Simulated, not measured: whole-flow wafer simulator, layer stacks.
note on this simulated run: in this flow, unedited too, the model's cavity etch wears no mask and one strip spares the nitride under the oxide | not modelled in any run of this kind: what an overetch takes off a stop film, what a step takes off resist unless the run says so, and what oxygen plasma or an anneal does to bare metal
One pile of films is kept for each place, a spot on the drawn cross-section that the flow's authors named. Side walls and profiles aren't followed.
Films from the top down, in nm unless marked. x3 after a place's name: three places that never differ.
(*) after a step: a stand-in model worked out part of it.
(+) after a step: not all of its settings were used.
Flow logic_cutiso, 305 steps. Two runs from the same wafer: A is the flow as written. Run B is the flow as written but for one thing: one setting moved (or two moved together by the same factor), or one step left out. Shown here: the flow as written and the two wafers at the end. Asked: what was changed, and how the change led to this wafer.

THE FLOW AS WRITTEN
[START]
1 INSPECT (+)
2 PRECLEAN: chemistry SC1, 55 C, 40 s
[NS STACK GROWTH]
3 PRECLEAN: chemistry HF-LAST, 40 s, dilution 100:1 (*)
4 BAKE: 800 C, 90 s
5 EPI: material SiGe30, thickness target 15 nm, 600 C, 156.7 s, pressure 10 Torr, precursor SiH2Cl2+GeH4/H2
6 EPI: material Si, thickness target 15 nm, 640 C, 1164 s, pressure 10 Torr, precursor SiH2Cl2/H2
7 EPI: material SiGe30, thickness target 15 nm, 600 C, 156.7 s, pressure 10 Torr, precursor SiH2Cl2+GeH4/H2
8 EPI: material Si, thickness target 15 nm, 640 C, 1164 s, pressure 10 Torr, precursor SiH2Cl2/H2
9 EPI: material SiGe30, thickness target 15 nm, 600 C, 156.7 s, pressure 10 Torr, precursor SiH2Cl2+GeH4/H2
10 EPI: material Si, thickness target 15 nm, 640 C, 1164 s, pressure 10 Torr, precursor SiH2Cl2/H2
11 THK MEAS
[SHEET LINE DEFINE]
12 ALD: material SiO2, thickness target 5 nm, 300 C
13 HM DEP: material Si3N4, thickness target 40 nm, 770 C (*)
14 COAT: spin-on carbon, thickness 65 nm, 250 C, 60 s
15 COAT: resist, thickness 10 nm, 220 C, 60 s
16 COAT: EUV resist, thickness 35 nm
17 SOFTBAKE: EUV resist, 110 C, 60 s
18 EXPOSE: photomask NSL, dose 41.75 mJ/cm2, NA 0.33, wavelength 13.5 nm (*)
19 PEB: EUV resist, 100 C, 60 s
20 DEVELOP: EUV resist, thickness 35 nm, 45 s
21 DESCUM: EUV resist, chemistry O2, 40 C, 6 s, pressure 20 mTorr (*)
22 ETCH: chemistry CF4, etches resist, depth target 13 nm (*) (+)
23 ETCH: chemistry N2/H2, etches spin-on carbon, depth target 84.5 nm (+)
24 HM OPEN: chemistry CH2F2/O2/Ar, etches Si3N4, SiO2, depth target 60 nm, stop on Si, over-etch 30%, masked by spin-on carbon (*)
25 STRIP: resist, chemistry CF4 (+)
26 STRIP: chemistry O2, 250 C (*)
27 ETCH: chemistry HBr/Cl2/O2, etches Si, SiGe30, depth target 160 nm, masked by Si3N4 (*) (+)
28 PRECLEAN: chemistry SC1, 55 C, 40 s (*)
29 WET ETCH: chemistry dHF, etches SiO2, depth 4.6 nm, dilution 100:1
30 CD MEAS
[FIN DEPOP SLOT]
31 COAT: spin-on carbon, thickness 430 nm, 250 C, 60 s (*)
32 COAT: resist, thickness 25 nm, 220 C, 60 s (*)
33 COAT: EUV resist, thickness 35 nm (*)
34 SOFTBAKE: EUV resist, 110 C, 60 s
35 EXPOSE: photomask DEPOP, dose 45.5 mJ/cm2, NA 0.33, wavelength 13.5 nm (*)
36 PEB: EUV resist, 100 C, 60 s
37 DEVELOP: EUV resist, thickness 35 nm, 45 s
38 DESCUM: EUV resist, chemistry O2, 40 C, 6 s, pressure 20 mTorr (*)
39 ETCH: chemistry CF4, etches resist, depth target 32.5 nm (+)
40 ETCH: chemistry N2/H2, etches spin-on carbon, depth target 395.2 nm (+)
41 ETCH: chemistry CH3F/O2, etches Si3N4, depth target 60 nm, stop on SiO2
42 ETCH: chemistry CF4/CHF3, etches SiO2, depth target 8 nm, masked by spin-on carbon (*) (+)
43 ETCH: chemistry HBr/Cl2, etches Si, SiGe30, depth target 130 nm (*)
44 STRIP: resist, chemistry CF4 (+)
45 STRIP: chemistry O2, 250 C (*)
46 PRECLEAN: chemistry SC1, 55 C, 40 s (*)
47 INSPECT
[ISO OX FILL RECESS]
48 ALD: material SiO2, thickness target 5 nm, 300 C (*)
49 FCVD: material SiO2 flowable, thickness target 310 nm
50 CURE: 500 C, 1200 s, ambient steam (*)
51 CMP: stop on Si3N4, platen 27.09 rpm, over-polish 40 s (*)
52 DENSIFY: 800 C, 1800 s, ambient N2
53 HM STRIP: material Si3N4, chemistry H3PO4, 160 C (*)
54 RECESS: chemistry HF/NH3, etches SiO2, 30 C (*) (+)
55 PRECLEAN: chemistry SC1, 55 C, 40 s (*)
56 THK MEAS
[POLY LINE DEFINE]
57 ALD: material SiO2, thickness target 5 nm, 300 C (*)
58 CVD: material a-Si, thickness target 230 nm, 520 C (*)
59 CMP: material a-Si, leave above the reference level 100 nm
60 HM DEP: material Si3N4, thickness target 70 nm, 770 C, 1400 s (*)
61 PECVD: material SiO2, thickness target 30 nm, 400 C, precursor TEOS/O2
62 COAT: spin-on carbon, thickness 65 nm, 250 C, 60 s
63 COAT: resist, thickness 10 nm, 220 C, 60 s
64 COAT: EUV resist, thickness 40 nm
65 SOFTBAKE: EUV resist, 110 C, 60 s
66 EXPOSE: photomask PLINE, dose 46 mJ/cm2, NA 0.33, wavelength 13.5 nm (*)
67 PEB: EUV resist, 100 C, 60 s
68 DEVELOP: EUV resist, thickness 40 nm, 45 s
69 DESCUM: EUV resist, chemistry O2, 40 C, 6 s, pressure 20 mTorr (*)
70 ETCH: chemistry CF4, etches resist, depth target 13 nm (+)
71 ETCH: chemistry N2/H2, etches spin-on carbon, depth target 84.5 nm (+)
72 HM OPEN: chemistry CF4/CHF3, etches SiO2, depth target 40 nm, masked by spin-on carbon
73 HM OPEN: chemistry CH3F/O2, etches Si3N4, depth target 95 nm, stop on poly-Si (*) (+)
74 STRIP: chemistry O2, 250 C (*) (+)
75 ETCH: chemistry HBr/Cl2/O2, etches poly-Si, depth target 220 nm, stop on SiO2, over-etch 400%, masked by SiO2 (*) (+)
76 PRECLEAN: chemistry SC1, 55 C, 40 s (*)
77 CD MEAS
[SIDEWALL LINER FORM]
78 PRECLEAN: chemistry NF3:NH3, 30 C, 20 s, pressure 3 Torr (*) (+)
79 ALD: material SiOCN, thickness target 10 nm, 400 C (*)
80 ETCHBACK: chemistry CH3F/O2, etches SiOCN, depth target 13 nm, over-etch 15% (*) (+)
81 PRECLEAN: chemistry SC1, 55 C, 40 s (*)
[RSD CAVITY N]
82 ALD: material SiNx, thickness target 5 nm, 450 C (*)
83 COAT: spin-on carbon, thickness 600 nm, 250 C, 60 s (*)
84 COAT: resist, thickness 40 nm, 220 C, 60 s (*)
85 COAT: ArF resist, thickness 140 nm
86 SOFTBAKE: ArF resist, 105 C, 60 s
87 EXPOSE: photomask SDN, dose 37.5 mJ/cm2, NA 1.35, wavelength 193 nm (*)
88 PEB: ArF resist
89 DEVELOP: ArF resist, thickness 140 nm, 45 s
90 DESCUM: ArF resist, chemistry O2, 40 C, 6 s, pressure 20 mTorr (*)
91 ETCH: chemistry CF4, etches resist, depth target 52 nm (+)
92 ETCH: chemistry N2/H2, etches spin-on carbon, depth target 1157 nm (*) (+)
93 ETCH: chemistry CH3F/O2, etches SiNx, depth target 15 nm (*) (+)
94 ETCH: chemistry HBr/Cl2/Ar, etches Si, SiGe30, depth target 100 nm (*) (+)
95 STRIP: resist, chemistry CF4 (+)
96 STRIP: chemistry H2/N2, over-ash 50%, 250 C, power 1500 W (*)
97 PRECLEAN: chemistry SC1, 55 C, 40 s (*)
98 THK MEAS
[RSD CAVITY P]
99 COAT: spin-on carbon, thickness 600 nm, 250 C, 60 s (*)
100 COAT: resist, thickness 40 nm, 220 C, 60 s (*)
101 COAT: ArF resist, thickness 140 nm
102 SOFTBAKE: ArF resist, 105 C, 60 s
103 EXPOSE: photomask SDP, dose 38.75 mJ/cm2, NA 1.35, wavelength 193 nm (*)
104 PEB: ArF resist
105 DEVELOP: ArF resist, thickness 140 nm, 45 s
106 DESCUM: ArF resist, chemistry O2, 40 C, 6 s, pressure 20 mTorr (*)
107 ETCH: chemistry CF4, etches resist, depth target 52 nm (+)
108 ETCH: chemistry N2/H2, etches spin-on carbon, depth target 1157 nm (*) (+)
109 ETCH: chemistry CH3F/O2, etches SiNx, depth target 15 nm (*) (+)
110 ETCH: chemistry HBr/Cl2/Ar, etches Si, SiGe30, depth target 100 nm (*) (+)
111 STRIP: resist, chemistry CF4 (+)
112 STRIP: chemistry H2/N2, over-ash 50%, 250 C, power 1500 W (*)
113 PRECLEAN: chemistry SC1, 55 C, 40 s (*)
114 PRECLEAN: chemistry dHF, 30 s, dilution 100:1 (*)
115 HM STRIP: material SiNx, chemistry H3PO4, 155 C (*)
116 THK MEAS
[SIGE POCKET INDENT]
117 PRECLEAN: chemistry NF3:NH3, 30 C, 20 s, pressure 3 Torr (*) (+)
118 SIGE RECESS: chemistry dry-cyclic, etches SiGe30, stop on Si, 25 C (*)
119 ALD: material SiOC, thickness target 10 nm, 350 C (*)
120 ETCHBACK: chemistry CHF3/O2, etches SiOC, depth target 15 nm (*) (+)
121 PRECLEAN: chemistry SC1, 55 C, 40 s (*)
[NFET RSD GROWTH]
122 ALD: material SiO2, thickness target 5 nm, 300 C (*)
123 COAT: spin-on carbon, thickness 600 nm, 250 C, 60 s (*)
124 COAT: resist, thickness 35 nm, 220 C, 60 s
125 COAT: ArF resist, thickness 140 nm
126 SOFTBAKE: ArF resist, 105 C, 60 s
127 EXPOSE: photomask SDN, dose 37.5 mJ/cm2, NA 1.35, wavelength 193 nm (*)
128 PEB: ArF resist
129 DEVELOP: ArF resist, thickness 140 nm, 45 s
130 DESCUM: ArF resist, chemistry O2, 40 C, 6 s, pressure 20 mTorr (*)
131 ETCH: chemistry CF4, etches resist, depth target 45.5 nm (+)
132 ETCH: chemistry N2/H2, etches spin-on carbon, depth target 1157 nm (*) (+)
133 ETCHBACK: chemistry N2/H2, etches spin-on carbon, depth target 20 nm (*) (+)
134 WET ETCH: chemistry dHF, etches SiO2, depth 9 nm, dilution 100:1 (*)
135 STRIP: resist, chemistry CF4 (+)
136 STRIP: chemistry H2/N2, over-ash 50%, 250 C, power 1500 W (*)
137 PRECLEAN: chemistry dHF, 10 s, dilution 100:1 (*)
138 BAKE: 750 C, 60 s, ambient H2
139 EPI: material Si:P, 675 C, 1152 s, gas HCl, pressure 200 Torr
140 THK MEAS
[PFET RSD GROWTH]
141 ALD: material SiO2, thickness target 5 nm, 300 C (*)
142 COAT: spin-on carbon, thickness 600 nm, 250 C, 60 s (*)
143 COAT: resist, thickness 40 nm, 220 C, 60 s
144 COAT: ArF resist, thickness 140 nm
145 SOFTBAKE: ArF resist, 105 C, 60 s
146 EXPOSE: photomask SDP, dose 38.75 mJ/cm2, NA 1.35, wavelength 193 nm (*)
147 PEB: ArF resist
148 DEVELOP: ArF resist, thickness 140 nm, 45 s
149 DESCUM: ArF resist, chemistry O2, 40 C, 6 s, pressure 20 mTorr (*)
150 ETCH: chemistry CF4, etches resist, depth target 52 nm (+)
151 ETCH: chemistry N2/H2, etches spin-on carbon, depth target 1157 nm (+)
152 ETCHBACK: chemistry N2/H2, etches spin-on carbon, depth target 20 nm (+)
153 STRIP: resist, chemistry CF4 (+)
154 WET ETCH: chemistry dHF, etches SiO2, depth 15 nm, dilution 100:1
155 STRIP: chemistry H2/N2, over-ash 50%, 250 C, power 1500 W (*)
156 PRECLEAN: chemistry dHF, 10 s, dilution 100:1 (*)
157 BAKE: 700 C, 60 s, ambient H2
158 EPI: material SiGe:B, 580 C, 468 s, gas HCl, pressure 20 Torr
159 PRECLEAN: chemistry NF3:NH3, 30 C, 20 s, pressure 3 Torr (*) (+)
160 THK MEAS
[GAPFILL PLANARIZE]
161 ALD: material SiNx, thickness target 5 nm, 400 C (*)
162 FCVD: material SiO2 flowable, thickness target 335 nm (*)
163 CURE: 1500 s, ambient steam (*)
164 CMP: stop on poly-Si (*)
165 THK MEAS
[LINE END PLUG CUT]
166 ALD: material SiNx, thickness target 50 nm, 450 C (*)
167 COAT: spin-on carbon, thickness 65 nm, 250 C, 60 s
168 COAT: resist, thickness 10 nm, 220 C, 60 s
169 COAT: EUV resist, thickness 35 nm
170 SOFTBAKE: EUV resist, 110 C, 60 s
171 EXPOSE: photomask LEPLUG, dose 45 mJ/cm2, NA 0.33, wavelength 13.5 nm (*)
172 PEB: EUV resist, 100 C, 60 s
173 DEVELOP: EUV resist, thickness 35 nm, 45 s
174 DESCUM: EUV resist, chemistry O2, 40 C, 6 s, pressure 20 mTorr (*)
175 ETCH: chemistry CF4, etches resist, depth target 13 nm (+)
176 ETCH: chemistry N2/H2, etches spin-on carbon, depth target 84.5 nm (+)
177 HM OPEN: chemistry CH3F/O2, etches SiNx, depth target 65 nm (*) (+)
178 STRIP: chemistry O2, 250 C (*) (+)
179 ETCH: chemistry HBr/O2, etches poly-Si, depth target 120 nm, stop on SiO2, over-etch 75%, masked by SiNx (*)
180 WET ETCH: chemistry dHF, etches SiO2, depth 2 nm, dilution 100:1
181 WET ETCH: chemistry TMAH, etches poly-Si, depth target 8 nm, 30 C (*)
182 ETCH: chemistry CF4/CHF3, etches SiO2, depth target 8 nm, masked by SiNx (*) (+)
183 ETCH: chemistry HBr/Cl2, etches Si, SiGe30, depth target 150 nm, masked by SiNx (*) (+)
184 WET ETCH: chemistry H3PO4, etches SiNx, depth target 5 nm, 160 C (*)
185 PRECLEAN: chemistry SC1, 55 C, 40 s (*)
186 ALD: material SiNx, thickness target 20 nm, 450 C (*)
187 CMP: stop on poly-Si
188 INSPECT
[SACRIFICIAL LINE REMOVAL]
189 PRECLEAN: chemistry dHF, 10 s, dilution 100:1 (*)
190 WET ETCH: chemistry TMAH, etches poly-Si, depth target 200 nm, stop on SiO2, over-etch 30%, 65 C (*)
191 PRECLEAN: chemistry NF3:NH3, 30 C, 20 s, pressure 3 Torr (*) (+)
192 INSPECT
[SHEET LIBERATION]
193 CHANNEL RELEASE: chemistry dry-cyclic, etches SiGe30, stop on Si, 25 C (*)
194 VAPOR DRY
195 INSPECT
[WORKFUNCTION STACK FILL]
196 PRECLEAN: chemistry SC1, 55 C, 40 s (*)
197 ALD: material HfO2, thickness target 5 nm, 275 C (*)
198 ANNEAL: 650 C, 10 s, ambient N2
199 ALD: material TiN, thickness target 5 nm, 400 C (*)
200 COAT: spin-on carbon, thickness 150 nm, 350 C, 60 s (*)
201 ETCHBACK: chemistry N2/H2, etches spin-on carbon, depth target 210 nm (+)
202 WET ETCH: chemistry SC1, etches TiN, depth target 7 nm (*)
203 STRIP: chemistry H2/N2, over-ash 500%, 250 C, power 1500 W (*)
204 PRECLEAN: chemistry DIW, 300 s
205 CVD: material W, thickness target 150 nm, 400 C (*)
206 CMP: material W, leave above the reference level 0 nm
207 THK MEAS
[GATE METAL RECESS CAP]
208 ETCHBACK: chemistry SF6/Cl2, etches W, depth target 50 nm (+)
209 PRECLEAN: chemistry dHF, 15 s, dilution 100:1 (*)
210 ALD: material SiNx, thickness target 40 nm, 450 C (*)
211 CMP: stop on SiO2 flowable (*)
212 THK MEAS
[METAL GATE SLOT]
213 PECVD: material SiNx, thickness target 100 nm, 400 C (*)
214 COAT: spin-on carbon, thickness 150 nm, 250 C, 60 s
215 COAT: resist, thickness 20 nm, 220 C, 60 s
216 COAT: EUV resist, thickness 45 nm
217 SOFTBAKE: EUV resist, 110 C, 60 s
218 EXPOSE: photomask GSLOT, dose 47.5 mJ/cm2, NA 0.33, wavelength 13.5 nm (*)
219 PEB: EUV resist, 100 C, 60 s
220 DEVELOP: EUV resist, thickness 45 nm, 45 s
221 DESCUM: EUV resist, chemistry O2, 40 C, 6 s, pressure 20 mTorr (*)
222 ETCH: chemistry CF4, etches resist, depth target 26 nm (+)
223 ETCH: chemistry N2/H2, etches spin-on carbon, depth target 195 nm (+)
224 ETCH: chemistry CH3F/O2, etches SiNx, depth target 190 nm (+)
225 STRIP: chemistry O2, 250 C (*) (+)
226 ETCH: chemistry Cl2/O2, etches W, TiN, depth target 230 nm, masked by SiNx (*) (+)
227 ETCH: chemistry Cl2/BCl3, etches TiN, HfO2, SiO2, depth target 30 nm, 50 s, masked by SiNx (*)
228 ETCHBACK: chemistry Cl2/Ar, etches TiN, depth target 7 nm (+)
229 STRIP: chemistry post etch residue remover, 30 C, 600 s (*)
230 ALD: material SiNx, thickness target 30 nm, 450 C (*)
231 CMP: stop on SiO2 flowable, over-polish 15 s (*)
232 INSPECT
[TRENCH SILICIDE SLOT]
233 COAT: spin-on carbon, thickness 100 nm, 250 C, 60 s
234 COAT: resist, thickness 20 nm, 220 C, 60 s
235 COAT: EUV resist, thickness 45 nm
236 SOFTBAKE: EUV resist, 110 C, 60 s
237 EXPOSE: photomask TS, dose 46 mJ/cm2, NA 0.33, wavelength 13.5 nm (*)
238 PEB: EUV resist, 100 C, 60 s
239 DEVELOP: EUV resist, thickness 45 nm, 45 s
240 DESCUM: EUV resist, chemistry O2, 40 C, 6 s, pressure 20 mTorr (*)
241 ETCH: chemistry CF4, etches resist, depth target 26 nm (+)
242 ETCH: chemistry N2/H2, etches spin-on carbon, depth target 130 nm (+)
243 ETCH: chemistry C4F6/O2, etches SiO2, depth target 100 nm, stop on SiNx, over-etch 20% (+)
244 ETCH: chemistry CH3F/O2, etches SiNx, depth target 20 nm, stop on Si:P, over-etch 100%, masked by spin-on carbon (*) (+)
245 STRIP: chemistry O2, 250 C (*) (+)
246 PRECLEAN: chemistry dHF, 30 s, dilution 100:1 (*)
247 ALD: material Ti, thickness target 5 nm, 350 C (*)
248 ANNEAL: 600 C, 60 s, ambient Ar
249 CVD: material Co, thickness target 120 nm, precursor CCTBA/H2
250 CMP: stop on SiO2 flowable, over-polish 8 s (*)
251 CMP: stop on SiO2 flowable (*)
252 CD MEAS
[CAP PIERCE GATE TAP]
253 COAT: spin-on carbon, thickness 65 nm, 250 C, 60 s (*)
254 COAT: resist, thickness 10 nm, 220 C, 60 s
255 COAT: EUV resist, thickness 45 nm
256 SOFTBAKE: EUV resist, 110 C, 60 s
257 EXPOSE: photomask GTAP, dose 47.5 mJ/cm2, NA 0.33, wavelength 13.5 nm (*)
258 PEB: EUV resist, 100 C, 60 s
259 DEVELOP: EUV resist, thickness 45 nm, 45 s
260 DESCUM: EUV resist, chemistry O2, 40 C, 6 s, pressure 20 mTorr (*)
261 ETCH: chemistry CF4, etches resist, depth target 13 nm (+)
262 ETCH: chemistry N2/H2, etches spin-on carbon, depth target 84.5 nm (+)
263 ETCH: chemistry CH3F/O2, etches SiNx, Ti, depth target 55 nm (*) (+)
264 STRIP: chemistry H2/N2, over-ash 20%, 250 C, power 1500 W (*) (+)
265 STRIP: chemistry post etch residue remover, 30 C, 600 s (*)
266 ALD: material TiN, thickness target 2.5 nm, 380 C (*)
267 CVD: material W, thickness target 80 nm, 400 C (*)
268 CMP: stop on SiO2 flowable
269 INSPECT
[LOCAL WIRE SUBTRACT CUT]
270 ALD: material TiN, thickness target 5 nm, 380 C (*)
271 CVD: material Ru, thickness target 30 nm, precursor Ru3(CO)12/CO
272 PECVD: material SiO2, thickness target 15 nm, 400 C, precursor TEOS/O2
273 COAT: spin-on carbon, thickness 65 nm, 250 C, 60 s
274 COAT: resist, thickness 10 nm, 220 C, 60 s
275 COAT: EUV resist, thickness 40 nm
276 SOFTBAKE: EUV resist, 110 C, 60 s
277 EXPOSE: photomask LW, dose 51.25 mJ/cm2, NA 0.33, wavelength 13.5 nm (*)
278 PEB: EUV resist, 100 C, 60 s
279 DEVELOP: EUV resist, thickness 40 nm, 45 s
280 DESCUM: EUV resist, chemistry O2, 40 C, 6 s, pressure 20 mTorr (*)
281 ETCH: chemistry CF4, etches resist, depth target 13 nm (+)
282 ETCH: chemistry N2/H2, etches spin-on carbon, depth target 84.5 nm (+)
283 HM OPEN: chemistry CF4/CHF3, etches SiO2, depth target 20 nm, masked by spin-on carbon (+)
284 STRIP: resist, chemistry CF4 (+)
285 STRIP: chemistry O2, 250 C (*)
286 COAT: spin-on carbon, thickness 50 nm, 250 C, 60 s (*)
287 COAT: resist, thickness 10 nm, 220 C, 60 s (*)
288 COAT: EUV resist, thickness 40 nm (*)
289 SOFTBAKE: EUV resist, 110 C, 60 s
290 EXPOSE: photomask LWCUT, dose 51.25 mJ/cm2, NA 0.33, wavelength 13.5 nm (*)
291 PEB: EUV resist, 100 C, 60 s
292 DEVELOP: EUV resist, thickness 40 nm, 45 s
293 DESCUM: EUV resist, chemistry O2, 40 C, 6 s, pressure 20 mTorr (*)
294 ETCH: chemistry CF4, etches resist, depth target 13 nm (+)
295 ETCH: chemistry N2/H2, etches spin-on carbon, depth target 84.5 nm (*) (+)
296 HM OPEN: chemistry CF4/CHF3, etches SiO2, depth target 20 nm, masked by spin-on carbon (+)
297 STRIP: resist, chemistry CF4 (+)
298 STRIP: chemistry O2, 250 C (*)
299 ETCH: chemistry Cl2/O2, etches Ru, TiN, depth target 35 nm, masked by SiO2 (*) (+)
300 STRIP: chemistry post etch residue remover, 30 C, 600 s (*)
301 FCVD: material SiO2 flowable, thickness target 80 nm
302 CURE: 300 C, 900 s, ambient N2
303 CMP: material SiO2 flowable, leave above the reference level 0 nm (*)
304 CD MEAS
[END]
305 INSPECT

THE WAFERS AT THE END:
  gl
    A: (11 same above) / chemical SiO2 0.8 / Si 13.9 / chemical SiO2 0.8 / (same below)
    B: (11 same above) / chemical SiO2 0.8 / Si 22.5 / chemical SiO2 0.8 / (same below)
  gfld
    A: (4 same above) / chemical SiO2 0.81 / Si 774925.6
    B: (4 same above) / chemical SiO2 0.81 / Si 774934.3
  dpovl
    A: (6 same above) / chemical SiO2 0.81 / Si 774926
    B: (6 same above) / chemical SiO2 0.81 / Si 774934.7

The cause: step 8, EPI: thickness target 23.6 nm was run, where the flow has thickness target 15 nm; step 8, EPI: 1834 s was run, where the flow has 1164 s.

How the change led to this, step by step:
  8 EPI: material Si, thickness target 15 nm, 640 C, 1164 s, pressure 10 Torr, precursor SiH2Cl2/H2
      depop, dpovl, gfld and 19 more: A Si +15 (new film) | B Si +23.6 (new film)
  27 ETCH: chemistry HBr/Cl2/O2, etches Si, SiGe30, depth target 160 nm, masked by Si3N4 (*) (+)
      gfld, gxf, iso, lnri: A chemical SiO2 -0.79 (all of it), Si -11.4 (all of it), SiGe30 -15 (all of it), Si -15 (all of it), SiGe30 -15 (all of it), Si -15 (all of it), SiGe30 -15 (all of it), Si -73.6 | B chemical SiO2 -0.79 (all of it), Si -11.4 (all of it), SiGe30 -15 (all of it), Si -23.6 (all of it), SiGe30 -15 (all of it), Si -15 (all of it), SiGe30 -15 (all of it), Si -65
      dpovl, nsgap: A chemical SiO2 -0.79 (all of it), Si -11.8 (all of it), SiGe30 -15 (all of it), Si -15 (all of it), SiGe30 -15 (all of it), Si -15 (all of it), SiGe30 -15 (all of it), Si -73.2 | B chemical SiO2 -0.79 (all of it), Si -11.8 (all of it), SiGe30 -15 (all of it), Si -23.6 (all of it), SiGe30 -15 (all of it), Si -15 (all of it), SiGe30 -15 (all of it), Si -64.6
      (and at 1 more place)
  43 ETCH: chemistry HBr/Cl2, etches Si, SiGe30, depth target 130 nm (*)
      depop: A Si -14 (all of it), SiGe30 -15 (all of it), Si -15 (all of it), SiGe30 -15 (all of it), Si -15 (all of it), SiGe30 -15 (all of it), Si -41 | B Si -14 (all of it), SiGe30 -15 (all of it), Si -23.6 (all of it), SiGe30 -15 (all of it), Si -15 (all of it), SiGe30 -15 (all of it), Si -32.3
  94 ETCH: chemistry HBr/Cl2/Ar, etches Si, SiGe30, depth target 100 nm (*) (+)
      rsdn, rsdx: A chemical SiO2 -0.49 (all of it), Si -12.8 (all of it), SiGe30 -15 (all of it), Si -15 (all of it), SiGe30 -15 (all of it), Si -15 (all of it), SiGe30 -15 (all of it), Si -12.2 | B chemical SiO2 -0.49 (all of it), Si -12.8 (all of it), SiGe30 -15 (all of it), Si -23.6 (all of it), SiGe30 -15 (all of it), Si -15 (all of it), SiGe30 -15 (all of it), Si -3.54
  110 ETCH: chemistry HBr/Cl2/Ar, etches Si, SiGe30, depth target 100 nm (*) (+)
      rsdp, rsdw: A chemical SiO2 -0.49 (all of it), Si -12.8 (all of it), SiGe30 -15 (all of it), Si -15 (all of it), SiGe30 -15 (all of it), Si -15 (all of it), SiGe30 -15 (all of it), Si -12.2 | B chemical SiO2 -0.49 (all of it), Si -12.8 (all of it), SiGe30 -15 (all of it), Si -23.6 (all of it), SiGe30 -15 (all of it), Si -15 (all of it), SiGe30 -15 (all of it), Si -3.54
  183 ETCH: chemistry HBr/Cl2, etches Si, SiGe30, depth target 150 nm, masked by SiNx (*) (+)
      plug: A Si -13.6 (all of it), SiGe30 -15 (all of it), Si -15 (all of it), SiGe30 -15 (all of it), Si -15 (all of it), SiGe30 -15 (all of it), Si -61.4 | B Si -13.6 (all of it), SiGe30 -15 (all of it), Si -23.6 (all of it), SiGe30 -15 (all of it), Si -15 (all of it), SiGe30 -15 (all of it), Si -52.8
